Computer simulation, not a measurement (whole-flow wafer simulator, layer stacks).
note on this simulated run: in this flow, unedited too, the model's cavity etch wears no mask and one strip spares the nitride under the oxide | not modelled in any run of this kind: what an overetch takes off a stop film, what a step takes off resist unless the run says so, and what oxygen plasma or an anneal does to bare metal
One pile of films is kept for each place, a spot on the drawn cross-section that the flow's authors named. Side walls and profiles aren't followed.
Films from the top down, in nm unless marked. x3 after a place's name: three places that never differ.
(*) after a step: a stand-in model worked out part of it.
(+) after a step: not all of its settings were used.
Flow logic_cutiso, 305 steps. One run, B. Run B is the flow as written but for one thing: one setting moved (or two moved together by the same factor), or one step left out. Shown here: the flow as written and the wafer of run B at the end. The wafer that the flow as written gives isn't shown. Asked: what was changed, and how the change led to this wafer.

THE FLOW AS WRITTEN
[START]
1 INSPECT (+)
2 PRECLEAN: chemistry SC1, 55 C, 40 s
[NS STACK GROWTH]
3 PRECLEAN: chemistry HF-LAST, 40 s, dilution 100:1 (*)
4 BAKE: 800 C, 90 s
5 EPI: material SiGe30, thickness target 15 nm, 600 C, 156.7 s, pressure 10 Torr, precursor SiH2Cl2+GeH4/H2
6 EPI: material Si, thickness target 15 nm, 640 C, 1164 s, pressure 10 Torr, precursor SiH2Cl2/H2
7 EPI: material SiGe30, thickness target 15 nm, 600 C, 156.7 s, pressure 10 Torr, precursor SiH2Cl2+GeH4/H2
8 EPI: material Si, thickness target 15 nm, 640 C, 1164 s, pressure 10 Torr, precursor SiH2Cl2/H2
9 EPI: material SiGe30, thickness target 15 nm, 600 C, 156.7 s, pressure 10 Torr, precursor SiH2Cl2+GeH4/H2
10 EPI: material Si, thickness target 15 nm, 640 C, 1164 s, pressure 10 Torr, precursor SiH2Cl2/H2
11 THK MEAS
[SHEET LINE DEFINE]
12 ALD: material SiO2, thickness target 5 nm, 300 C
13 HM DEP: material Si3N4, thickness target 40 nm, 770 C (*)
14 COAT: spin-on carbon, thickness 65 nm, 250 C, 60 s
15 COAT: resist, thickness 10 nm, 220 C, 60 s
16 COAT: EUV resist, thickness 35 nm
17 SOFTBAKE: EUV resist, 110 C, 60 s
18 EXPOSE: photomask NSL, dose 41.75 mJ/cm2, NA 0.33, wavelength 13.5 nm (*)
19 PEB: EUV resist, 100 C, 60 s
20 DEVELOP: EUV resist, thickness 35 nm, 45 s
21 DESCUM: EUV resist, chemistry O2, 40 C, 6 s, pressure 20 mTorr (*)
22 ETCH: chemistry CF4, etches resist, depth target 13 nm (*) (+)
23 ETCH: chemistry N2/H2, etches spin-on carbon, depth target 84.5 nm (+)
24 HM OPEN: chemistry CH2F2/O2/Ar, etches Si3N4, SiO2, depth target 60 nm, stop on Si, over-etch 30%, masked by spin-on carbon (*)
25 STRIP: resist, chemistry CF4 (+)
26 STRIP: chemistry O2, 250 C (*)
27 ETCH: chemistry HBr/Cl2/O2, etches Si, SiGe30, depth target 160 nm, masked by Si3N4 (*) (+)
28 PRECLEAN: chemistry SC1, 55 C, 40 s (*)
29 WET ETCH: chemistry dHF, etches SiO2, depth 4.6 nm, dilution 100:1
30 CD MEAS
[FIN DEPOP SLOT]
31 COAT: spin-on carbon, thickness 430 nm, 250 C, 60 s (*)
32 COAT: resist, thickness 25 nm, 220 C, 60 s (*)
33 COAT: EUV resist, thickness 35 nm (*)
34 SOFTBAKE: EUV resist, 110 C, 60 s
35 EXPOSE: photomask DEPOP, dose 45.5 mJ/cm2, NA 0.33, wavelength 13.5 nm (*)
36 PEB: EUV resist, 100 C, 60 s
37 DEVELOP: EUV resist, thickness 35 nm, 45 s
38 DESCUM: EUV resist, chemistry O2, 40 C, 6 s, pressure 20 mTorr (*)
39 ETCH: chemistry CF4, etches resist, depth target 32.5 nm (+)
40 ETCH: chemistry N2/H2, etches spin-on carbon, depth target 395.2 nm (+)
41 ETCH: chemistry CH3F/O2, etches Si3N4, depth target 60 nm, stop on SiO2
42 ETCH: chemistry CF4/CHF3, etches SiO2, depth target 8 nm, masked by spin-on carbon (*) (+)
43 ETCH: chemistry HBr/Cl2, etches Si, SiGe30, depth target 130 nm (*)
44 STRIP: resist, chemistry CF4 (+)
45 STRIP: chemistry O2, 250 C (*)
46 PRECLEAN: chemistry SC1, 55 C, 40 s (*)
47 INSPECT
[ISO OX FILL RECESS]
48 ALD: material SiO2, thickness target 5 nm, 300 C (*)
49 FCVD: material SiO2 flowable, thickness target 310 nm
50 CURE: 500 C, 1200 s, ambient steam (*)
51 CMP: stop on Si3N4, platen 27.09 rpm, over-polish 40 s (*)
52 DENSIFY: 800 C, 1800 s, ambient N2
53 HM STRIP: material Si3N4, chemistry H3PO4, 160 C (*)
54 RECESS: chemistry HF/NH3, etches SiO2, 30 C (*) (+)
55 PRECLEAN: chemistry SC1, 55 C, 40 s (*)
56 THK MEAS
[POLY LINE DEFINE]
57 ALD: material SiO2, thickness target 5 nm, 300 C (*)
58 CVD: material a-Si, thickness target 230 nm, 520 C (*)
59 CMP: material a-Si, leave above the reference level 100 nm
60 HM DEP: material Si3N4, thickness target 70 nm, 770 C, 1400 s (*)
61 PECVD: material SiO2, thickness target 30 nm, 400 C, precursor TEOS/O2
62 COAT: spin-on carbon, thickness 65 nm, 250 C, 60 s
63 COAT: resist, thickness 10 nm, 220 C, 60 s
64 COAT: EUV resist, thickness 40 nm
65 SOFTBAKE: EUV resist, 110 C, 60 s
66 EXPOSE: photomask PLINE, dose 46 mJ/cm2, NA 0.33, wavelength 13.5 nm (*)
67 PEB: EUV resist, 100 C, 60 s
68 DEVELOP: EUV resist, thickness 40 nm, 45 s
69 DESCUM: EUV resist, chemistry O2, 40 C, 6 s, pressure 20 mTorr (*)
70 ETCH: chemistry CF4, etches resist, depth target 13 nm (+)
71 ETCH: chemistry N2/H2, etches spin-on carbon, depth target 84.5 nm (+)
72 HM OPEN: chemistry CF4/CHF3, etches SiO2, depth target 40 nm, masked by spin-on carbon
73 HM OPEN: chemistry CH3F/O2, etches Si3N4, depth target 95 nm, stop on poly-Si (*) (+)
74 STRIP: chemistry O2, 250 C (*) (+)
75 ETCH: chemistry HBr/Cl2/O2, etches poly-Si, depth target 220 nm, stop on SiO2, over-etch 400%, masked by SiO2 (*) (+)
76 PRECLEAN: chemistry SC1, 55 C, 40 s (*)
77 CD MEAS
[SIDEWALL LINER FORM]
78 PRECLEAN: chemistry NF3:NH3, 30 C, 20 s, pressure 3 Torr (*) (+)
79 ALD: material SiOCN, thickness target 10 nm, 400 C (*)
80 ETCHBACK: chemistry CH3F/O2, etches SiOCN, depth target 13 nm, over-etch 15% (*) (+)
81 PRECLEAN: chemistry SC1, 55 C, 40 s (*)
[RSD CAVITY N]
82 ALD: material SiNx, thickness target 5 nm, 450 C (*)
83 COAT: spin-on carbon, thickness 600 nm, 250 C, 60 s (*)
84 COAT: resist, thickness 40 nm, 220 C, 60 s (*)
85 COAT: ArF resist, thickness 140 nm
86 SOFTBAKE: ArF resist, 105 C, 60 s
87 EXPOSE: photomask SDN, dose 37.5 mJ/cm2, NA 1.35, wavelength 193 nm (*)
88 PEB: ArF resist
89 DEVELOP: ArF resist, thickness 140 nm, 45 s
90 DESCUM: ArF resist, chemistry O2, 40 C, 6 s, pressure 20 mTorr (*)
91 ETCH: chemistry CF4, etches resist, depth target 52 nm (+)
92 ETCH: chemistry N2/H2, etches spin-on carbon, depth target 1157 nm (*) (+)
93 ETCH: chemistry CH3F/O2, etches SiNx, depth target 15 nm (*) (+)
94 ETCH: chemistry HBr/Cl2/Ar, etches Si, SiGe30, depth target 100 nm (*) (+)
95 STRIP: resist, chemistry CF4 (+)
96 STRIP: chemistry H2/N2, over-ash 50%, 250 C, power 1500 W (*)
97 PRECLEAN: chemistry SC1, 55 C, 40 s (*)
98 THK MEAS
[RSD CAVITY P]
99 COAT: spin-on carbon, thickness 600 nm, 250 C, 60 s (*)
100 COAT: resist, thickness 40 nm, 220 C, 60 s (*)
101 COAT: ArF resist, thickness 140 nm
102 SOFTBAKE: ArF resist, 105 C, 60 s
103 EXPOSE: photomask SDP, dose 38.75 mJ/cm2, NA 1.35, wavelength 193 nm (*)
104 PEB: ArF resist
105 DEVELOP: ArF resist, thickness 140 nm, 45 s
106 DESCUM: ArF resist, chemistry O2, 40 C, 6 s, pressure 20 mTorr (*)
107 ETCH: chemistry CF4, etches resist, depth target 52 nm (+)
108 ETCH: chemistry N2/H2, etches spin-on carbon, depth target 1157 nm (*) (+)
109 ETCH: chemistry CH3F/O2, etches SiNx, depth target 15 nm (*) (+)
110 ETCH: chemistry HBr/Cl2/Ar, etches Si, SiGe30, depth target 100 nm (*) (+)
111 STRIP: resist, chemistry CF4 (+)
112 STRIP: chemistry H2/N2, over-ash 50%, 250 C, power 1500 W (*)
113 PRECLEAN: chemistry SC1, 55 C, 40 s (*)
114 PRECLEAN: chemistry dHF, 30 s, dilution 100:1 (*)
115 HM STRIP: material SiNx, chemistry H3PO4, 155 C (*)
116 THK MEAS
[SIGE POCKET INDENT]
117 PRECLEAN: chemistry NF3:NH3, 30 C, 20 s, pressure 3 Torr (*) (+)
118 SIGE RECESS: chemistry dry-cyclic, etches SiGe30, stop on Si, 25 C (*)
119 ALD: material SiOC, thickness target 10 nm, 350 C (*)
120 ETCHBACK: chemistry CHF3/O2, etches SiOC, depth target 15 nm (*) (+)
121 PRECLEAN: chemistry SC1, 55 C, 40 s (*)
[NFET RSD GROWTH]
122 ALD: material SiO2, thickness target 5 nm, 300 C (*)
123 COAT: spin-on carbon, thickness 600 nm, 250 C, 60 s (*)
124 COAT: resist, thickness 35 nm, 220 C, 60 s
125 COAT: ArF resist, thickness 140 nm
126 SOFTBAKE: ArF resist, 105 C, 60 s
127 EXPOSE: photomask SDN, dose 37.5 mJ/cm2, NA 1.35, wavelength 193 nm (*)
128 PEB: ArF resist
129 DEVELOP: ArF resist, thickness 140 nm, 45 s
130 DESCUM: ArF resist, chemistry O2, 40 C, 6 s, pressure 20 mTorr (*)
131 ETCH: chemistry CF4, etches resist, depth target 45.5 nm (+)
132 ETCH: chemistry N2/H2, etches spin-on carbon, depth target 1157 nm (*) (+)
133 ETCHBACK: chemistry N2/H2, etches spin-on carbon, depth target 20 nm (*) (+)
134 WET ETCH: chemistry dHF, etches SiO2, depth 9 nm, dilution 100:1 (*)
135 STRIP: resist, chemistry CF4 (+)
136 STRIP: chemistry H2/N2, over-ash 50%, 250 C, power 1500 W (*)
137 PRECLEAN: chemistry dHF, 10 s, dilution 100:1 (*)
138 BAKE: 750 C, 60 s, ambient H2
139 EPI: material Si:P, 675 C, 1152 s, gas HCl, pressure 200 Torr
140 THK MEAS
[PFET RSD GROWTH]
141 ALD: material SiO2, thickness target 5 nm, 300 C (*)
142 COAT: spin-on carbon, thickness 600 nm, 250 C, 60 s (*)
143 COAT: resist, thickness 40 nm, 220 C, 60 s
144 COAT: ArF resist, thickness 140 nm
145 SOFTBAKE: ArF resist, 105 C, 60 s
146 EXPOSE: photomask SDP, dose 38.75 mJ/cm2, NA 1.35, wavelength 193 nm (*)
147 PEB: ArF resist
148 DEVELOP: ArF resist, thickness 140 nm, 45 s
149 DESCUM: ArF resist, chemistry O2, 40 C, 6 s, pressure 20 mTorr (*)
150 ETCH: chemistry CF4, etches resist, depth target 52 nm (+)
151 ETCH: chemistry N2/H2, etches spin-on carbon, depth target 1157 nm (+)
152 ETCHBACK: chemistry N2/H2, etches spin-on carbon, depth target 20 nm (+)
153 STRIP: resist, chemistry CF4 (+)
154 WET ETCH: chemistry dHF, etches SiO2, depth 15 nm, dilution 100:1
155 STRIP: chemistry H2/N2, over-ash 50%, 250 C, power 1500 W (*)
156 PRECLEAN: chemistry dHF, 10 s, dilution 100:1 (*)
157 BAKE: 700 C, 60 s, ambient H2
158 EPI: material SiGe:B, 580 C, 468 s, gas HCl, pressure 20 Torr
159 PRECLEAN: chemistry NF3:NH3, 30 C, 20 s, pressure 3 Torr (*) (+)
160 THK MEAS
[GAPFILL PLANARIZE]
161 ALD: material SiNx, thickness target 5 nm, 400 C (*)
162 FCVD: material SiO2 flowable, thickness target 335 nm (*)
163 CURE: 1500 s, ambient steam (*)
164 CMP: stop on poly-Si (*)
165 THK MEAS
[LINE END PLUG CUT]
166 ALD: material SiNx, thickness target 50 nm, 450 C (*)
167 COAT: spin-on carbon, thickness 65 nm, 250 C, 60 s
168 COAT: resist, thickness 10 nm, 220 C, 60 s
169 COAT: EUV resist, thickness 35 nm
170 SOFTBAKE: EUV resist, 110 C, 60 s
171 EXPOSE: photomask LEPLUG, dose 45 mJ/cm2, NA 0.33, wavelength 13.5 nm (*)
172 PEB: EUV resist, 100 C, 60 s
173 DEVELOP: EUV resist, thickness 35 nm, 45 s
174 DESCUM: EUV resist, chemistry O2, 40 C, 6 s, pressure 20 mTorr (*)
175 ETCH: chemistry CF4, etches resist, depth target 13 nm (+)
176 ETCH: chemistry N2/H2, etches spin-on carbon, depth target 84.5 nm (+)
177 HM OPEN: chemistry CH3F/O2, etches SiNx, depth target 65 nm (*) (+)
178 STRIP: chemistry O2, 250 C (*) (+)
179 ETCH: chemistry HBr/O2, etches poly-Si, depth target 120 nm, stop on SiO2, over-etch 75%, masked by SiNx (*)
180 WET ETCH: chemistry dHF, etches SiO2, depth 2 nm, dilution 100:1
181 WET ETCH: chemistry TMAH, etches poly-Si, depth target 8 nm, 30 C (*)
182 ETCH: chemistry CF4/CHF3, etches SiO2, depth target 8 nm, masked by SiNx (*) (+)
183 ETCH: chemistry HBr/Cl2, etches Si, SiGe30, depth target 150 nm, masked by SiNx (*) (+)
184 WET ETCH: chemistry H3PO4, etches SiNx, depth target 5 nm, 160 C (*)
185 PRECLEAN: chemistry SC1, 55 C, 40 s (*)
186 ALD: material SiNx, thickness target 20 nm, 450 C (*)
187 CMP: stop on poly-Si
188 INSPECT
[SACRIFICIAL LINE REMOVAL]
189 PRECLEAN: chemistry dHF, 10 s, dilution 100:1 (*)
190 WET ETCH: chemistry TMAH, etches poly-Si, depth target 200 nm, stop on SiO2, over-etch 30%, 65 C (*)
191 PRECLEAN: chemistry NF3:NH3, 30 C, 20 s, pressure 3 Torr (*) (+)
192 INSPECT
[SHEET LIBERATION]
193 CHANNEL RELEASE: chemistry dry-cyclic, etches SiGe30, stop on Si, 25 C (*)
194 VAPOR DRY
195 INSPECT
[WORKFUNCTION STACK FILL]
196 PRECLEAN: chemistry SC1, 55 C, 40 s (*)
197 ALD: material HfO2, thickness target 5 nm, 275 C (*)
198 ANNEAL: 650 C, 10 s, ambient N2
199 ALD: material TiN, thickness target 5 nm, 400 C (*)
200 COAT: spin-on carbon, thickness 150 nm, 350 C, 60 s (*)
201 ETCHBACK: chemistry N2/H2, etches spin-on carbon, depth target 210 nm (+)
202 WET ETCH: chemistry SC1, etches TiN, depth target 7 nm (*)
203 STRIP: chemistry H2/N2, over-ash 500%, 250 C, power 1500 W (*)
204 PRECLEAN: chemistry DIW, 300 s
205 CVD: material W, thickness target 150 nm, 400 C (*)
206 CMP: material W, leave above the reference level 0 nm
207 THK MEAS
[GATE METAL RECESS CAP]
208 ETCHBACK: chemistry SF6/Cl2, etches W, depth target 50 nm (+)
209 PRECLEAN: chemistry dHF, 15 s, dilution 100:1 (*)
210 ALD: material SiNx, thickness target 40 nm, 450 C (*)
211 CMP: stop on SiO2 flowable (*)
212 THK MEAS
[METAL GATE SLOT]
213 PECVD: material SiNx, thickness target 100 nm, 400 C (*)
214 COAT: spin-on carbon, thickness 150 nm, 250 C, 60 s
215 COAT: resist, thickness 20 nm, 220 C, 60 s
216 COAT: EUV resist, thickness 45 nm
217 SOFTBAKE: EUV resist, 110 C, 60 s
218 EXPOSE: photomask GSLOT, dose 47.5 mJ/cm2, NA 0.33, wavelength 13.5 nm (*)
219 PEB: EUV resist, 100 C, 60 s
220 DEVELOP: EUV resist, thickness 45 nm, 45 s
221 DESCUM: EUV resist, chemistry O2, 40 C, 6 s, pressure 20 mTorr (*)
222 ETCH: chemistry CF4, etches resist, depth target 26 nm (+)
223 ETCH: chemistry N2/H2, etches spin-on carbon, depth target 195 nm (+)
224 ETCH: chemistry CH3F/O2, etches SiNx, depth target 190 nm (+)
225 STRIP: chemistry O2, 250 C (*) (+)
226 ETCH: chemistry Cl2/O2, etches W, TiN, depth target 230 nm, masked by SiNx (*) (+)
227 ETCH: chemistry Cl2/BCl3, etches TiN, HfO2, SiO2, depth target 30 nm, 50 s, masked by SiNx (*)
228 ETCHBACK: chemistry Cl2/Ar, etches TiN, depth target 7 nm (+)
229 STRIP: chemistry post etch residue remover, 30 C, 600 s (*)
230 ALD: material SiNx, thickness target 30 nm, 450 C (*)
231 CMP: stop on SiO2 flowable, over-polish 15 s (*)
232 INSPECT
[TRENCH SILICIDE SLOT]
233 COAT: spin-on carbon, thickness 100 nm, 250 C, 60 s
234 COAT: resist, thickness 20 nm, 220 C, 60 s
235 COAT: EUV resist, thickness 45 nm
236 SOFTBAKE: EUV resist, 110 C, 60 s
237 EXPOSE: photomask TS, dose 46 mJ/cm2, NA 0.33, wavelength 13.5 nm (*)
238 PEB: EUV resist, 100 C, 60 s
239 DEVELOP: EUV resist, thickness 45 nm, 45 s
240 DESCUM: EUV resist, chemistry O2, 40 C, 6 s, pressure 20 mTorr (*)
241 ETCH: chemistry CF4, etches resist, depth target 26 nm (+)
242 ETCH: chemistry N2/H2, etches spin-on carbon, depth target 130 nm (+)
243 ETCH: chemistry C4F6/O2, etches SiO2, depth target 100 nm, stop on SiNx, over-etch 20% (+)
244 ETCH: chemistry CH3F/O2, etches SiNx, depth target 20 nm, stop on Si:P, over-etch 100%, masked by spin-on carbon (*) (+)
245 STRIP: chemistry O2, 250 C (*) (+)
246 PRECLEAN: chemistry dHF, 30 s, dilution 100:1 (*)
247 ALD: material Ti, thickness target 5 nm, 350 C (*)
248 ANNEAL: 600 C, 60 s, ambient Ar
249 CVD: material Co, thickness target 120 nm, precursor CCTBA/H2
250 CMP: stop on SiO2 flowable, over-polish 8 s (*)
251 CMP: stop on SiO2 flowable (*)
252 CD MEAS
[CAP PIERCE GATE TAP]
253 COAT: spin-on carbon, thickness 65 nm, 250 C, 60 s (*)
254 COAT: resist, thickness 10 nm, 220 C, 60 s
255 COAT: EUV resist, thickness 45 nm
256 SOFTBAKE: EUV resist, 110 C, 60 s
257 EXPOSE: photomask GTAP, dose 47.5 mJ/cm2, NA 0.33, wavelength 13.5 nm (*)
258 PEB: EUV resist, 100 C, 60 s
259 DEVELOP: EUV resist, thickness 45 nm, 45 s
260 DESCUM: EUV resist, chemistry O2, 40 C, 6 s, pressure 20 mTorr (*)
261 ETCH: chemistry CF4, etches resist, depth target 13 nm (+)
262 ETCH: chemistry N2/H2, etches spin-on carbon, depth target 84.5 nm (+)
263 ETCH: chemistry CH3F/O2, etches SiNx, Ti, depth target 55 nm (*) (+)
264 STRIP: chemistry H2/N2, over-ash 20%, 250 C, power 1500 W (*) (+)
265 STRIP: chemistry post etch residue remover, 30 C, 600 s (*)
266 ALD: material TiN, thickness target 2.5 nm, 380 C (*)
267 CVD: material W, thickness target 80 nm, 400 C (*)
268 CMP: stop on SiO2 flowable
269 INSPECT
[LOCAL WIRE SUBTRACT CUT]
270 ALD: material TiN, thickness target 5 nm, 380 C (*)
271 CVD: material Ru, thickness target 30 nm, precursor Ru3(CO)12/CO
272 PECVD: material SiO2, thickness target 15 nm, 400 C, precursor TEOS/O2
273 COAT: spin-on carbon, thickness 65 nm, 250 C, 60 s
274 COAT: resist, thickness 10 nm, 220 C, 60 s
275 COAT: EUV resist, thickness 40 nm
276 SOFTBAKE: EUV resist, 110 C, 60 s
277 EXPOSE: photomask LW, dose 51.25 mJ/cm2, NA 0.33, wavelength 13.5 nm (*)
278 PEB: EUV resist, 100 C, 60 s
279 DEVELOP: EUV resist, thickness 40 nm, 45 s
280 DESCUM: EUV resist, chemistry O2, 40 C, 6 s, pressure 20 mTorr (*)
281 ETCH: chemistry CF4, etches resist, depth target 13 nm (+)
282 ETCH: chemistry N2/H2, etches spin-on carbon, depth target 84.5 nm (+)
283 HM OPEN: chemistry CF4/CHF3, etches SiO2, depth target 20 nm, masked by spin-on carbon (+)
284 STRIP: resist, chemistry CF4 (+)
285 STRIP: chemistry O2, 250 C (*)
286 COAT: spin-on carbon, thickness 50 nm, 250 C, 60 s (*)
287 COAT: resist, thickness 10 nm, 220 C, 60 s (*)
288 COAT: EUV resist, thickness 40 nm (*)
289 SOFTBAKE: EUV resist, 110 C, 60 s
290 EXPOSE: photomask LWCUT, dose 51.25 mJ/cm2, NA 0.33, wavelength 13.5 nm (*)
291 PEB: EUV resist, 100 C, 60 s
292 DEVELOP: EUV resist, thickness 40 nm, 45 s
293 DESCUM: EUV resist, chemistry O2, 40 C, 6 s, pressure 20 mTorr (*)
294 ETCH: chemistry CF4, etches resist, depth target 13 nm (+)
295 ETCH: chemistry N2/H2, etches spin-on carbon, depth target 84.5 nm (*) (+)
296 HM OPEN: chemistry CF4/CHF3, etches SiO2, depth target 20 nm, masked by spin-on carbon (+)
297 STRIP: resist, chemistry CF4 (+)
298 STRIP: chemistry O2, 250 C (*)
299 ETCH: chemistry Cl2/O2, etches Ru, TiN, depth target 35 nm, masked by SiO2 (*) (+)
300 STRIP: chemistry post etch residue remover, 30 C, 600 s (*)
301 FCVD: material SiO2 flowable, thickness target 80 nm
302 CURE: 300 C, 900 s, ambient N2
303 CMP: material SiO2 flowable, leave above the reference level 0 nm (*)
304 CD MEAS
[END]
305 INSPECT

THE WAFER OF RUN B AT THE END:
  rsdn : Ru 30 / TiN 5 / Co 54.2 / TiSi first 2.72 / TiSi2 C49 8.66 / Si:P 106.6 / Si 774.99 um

The cause: step 248, ANNEAL: 555 C was run, where the flow has 600 C.

How the change led to this, step by step:
  248 ANNEAL: 600 C, 60 s, ambient Ar
      rsdn: TiSi first +2.72 (new film), TiSi2 C49 +8.66 (new film), Ti -5 (all of it), Si:P -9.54 (as written it would be: TiSi2 C49 +12.7 (new film), Ti -5 (all of it), Si:P -11.3)
